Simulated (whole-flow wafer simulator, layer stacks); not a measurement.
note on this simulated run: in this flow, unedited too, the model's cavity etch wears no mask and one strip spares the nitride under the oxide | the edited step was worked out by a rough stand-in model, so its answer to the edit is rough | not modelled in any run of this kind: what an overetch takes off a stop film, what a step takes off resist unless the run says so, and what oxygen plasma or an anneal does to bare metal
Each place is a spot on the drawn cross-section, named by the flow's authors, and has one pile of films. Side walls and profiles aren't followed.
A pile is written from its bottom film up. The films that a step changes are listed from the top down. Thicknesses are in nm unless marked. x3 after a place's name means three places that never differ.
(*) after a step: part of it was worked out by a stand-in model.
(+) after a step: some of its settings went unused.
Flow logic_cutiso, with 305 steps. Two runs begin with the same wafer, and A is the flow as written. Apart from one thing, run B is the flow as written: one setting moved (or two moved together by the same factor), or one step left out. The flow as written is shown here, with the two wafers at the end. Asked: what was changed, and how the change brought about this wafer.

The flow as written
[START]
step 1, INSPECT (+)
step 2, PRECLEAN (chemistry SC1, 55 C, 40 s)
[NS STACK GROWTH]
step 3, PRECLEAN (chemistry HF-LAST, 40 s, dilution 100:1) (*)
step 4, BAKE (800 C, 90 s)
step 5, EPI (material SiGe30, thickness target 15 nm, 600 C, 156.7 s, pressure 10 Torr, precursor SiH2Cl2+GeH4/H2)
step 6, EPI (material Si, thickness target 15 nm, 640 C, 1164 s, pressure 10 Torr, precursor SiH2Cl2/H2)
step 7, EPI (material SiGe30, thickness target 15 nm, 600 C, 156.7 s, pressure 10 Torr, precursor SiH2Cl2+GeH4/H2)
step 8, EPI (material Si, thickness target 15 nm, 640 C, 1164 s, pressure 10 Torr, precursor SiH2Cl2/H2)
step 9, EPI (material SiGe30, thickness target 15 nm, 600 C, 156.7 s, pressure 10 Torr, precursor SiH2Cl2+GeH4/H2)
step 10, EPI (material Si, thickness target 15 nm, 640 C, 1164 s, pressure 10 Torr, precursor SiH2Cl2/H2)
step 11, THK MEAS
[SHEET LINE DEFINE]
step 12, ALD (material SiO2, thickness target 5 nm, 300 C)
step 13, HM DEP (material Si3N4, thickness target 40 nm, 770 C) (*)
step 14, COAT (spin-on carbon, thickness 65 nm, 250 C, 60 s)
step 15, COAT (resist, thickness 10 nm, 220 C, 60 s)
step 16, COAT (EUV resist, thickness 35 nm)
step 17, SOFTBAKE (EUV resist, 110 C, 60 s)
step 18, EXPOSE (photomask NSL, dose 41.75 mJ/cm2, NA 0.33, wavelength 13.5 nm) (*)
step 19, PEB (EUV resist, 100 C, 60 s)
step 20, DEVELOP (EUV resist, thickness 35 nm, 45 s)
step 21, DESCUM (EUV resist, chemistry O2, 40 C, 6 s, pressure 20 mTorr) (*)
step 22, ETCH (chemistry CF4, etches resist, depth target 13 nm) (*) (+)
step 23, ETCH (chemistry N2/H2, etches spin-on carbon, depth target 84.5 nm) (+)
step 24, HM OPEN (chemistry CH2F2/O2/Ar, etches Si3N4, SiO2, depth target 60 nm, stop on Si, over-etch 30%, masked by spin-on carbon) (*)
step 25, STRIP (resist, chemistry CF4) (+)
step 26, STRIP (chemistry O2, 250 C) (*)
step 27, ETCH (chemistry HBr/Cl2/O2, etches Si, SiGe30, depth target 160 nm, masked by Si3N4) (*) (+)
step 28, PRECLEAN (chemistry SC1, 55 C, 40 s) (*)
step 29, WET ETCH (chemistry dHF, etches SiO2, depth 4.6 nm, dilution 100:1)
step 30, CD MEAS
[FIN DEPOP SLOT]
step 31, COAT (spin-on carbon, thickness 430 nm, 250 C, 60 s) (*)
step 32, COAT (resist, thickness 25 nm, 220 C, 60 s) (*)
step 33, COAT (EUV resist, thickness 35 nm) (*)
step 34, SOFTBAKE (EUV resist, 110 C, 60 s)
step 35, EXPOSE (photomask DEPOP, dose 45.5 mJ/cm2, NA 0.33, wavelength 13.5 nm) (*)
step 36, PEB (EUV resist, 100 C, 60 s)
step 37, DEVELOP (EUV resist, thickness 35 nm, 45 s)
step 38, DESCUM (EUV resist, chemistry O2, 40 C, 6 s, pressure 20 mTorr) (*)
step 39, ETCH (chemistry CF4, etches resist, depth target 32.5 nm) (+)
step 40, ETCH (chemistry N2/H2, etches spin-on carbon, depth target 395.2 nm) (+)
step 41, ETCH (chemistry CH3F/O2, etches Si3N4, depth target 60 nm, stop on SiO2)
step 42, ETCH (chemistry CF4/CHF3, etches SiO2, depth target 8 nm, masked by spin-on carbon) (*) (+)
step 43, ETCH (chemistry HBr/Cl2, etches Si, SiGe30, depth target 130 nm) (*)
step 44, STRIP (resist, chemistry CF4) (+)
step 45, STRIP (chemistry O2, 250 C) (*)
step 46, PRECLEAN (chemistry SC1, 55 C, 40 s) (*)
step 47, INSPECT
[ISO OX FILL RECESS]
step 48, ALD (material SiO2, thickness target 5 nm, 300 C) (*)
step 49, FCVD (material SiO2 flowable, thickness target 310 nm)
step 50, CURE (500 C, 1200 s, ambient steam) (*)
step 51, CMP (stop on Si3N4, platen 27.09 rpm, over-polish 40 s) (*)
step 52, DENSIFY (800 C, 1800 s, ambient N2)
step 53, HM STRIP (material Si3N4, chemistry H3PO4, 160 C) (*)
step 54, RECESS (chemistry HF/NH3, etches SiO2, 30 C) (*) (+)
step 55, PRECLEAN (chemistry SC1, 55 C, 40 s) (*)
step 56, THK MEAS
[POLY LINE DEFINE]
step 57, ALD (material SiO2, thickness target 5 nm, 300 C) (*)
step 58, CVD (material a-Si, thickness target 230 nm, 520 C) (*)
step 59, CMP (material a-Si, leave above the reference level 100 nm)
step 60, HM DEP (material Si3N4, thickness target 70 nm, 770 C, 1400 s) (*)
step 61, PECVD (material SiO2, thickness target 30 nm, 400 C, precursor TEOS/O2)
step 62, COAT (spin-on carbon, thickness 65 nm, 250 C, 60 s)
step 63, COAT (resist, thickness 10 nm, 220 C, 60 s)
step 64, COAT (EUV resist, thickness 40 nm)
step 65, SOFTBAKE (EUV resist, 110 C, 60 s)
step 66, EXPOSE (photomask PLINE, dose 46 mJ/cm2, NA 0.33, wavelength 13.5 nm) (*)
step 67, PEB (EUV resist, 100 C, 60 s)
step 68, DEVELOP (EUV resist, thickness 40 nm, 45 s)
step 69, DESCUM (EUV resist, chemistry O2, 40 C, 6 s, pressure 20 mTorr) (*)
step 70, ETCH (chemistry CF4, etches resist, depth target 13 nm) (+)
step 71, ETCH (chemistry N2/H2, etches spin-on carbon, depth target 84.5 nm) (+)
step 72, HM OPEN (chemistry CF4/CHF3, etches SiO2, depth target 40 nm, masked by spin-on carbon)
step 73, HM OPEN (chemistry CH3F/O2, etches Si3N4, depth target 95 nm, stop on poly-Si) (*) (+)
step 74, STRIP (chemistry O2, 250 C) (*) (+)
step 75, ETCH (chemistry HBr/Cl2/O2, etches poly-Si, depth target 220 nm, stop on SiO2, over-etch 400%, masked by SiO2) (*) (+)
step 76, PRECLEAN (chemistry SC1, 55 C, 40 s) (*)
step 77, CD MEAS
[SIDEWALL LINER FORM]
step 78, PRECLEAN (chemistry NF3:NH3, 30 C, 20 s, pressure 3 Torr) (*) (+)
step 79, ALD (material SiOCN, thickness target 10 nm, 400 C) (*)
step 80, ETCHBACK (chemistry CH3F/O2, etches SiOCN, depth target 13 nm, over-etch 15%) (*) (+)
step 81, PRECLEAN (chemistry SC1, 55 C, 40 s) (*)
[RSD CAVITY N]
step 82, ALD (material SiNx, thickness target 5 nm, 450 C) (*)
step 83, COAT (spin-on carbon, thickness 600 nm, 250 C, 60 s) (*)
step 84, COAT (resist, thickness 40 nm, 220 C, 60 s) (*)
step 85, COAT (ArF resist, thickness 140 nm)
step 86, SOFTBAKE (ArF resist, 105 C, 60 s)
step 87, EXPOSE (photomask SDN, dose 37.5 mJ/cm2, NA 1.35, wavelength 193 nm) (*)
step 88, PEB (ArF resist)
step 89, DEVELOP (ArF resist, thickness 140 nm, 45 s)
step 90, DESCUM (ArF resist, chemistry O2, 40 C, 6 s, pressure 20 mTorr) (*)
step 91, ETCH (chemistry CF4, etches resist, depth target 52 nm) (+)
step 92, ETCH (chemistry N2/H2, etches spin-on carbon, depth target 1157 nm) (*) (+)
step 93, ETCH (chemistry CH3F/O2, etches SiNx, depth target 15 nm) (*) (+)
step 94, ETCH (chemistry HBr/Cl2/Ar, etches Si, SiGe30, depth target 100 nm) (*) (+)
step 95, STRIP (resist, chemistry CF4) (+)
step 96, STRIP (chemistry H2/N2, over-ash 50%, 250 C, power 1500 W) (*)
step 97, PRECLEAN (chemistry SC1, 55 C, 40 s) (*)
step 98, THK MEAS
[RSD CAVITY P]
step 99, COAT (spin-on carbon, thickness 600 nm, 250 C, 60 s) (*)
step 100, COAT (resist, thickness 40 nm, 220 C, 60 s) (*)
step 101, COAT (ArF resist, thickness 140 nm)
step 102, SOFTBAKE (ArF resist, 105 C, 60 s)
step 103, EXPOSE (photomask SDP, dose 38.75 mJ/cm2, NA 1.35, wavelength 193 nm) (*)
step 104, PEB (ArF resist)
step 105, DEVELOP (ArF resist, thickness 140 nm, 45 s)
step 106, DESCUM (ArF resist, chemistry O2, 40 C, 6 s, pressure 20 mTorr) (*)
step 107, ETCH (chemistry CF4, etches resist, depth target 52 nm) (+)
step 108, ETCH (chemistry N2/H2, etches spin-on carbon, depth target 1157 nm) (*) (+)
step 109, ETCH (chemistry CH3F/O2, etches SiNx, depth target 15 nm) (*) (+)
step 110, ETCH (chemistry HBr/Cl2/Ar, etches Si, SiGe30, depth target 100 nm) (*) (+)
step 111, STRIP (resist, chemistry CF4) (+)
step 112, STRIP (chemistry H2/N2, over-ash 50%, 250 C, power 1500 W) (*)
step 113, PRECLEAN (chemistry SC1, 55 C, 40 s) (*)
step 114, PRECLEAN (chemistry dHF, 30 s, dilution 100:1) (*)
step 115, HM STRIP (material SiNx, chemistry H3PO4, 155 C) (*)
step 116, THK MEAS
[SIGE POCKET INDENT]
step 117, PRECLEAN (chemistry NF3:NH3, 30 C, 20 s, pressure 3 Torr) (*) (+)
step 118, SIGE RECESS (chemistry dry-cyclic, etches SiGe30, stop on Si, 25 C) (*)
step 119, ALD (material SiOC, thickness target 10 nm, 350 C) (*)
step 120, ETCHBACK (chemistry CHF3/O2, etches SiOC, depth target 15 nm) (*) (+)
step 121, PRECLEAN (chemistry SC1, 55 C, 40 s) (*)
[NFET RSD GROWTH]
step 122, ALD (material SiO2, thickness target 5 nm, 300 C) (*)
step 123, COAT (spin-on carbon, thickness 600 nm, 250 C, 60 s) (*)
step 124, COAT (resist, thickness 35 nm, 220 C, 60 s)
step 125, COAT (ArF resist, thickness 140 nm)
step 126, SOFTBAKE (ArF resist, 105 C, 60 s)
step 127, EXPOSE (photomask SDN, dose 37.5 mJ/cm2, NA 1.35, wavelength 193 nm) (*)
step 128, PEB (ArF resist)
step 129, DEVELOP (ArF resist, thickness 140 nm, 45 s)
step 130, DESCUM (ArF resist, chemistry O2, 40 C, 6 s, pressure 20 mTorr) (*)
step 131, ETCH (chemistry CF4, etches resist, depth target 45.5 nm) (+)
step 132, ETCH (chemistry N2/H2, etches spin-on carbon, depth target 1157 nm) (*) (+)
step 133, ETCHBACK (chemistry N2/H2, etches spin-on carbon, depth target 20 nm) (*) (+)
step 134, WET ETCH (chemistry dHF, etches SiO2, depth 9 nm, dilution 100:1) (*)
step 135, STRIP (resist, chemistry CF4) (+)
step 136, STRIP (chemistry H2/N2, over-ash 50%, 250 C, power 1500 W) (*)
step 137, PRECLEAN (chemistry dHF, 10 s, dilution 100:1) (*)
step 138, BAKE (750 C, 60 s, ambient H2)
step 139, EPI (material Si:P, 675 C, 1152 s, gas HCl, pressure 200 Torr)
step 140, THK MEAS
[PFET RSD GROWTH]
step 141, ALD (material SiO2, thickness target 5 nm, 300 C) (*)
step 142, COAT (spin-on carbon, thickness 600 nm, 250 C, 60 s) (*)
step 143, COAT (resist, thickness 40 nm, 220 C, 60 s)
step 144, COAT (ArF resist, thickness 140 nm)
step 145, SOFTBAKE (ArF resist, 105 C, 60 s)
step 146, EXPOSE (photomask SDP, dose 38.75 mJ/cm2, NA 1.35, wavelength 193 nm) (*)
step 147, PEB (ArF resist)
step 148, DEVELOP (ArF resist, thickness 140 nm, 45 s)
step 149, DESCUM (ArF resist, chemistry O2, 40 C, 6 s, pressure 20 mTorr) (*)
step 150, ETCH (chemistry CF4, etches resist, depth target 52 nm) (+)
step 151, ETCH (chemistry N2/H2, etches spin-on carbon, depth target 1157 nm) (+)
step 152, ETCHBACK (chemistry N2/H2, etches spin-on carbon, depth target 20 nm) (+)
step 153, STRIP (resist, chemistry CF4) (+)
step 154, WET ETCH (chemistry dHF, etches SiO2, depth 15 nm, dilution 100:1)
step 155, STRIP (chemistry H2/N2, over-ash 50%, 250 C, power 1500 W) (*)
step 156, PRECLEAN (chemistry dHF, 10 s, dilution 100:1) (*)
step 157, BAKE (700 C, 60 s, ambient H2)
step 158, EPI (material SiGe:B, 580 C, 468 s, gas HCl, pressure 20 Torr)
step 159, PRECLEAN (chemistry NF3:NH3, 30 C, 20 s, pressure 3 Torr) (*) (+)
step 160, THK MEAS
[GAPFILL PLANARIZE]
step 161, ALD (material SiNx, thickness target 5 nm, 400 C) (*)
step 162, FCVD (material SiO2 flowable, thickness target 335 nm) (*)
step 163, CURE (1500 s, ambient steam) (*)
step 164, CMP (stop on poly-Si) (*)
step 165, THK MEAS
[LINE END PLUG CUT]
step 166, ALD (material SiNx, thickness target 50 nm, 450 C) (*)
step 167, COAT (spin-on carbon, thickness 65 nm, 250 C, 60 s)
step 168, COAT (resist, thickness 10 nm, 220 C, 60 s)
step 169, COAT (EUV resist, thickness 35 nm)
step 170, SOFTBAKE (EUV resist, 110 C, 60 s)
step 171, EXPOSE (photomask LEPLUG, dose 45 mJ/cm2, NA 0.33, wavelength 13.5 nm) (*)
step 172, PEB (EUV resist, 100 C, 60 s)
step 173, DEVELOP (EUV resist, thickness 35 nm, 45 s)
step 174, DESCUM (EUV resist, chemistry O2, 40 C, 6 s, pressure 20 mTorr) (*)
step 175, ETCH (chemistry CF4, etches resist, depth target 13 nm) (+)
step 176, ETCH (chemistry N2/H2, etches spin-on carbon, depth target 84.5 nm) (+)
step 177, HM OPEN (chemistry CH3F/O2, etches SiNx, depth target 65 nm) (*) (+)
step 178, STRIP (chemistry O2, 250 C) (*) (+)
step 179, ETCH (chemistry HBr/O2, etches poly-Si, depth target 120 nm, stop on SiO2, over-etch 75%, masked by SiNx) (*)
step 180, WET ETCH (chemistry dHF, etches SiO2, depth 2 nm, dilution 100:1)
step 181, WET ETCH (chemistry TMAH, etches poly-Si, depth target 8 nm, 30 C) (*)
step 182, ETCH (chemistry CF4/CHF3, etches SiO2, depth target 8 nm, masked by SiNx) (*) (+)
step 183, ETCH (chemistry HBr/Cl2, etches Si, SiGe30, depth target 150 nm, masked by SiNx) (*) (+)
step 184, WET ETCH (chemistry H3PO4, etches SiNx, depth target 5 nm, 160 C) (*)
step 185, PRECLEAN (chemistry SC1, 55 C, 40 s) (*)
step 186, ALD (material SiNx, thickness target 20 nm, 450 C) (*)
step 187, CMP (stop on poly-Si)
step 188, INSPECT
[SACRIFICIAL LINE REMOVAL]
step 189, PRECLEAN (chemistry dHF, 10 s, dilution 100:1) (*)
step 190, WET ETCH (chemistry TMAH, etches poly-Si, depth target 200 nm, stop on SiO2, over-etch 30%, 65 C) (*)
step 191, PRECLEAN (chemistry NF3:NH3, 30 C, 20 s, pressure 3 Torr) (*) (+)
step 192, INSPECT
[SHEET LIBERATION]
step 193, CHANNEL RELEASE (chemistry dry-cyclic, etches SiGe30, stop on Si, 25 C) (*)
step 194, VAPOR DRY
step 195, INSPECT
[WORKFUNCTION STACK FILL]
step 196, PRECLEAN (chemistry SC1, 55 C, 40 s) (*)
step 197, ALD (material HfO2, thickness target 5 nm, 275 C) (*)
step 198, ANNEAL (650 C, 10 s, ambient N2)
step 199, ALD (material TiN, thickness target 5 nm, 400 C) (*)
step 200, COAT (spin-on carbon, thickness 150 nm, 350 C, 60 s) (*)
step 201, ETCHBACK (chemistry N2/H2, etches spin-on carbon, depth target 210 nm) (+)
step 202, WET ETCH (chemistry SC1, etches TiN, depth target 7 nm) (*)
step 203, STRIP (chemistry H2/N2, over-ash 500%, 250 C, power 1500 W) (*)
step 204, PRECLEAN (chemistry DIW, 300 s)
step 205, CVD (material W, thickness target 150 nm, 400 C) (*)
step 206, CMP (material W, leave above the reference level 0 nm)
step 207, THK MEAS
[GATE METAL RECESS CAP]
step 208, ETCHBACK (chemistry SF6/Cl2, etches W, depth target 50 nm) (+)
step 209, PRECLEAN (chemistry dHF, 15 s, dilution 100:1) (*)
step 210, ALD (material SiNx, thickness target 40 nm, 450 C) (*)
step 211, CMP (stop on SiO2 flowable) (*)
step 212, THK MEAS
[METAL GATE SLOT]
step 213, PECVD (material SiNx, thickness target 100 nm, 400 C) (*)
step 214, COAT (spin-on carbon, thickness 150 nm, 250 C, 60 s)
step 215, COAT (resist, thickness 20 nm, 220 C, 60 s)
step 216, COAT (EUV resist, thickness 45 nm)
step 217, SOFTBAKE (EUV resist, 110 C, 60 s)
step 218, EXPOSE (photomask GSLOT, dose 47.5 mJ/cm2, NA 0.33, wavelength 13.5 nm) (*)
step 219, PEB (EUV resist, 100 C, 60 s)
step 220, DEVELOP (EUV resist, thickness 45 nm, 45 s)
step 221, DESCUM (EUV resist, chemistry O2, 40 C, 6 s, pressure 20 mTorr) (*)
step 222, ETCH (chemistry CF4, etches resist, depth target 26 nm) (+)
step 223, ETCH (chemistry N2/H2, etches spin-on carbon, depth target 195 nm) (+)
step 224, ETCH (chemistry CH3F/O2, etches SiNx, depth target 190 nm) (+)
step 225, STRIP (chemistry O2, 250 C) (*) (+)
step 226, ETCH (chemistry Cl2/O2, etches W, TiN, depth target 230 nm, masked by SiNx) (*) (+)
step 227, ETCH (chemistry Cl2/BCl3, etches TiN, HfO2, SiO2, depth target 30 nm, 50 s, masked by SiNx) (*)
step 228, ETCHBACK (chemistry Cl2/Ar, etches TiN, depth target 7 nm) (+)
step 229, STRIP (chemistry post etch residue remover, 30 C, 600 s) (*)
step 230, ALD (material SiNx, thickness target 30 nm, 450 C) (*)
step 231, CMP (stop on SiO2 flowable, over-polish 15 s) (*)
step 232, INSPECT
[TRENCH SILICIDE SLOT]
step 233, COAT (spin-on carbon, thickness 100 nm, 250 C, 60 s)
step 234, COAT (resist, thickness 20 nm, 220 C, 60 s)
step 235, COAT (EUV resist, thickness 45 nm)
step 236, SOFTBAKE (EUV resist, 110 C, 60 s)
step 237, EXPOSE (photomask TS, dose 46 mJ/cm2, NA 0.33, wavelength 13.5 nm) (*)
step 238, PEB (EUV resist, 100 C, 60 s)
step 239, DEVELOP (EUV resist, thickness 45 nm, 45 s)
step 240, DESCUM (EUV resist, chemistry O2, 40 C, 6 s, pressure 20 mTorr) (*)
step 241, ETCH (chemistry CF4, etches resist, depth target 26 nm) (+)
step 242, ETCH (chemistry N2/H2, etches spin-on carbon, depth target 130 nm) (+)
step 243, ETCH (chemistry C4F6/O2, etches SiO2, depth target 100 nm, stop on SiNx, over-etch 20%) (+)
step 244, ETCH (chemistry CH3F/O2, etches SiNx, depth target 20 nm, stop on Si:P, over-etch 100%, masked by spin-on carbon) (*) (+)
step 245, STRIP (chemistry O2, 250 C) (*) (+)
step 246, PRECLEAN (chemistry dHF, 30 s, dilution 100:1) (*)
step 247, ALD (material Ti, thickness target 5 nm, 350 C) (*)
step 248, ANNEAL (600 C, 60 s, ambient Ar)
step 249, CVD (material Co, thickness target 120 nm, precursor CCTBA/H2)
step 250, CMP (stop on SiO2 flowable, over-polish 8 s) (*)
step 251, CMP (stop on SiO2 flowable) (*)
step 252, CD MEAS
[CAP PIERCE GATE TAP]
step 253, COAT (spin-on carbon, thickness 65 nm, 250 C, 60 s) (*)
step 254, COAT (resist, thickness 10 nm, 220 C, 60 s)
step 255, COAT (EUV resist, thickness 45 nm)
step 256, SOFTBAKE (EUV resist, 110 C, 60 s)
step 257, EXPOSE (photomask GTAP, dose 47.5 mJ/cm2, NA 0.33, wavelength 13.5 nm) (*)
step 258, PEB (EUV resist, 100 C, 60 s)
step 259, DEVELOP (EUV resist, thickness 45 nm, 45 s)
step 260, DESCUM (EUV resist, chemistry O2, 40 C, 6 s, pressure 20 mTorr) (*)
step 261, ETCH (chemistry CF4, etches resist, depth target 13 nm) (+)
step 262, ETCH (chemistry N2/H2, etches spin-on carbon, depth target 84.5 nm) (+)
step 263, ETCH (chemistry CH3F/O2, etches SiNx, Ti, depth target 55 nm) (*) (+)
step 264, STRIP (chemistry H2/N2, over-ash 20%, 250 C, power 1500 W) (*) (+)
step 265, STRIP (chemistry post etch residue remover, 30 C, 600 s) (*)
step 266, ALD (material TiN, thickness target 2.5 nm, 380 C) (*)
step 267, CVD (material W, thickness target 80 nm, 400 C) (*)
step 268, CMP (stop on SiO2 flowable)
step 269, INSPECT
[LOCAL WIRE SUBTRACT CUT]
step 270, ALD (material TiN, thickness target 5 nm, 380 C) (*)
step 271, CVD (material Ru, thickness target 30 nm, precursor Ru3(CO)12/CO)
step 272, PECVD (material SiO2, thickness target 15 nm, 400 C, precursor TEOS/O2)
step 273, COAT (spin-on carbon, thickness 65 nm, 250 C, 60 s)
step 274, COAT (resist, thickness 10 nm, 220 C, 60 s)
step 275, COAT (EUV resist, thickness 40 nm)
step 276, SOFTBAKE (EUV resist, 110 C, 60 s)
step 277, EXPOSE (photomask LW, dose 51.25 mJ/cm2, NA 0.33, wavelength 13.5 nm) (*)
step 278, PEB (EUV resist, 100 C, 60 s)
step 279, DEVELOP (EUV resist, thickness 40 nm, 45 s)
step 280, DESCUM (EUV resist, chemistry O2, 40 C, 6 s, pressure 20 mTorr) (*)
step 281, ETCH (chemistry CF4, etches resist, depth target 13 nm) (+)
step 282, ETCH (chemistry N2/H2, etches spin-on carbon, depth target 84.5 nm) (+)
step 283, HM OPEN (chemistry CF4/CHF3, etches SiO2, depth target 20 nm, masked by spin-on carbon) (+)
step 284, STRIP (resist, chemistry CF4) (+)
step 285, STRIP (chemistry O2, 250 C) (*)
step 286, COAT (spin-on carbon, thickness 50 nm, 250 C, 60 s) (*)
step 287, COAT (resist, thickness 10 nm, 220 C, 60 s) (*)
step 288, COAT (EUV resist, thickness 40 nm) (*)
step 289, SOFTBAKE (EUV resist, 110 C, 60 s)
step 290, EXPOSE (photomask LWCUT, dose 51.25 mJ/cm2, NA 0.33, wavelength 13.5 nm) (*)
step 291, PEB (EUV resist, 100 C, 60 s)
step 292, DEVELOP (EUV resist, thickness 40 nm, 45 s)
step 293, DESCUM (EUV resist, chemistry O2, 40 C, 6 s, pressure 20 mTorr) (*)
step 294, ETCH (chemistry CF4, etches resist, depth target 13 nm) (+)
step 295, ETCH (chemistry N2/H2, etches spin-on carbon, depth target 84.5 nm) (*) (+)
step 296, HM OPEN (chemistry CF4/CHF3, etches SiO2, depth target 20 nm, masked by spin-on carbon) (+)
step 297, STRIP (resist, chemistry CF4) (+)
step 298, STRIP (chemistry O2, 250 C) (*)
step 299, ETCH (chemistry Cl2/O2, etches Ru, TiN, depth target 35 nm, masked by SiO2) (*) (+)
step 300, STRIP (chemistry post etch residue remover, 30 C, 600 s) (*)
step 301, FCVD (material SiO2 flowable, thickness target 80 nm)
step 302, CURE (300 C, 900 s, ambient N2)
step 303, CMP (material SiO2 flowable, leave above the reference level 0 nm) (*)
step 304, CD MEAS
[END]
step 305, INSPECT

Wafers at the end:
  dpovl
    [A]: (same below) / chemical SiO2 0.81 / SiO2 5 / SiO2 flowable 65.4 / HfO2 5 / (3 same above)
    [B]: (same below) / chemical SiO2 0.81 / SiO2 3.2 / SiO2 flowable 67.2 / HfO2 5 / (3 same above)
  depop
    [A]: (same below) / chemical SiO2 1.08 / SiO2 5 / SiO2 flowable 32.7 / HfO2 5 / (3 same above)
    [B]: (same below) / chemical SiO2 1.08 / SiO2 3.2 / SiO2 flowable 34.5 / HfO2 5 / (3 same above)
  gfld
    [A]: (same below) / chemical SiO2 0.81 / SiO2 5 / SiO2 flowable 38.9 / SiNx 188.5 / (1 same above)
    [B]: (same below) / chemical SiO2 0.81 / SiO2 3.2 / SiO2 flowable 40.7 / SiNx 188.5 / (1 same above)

What caused this: step 48, ALD: thickness target 3.2 nm was run, whereas the flow has thickness target 5 nm.
The wafer lets one read it off: dpovl has SiO2 3.2, and step 48 as written asks for 5 nm.

Step by step, how the change led to this:
  step 48, ALD (material SiO2, thickness target 5 nm, 300 C) (*)
      depop, dpovl, gfld and 19 more: A SiO2 gains 5 (new film) | B SiO2 gains 3.2 (new film)
  step 49, FCVD (material SiO2 flowable, thickness target 310 nm)
      depop: A SiO2 flowable gains 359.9 (new film) | B SiO2 flowable gains 352.5 (new film)
      ns: A SiO2 flowable gains 201.3 (new film) | B SiO2 flowable gains 194 (new film)
  step 51, CMP (stop on Si3N4, platen 27.09 rpm, over-polish 40 s) (*)
      gxn, gxp: A SiO2 flowable loses 253 (all of it), SiO2 loses 5 (all of it), Si3N4 loses 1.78 | B SiO2 flowable loses 252.1 (all of it), SiO2 loses 3.2 (all of it), Si3N4 loses 1.78
      lnrt, tap: A SiO2 flowable loses 254.2 (all of it), SiO2 loses 5 (all of it), Si3N4 loses 1.78 | B SiO2 flowable loses 253.3 (all of it), SiO2 loses 3.2 (all of it), Si3N4 loses 1.78
      (also at 14 further places)
  step 197, ALD (material HfO2, thickness target 5 nm, 275 C) (*)
      gxf: A HfO2 gains 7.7 (new film) | B HfO2 gains 5.06 (new film)
  step 199, ALD (material TiN, thickness target 5 nm, 400 C) (*)
      gxf: A TiN gains 5 (new film) | B TiN gains 7.58 (new film)
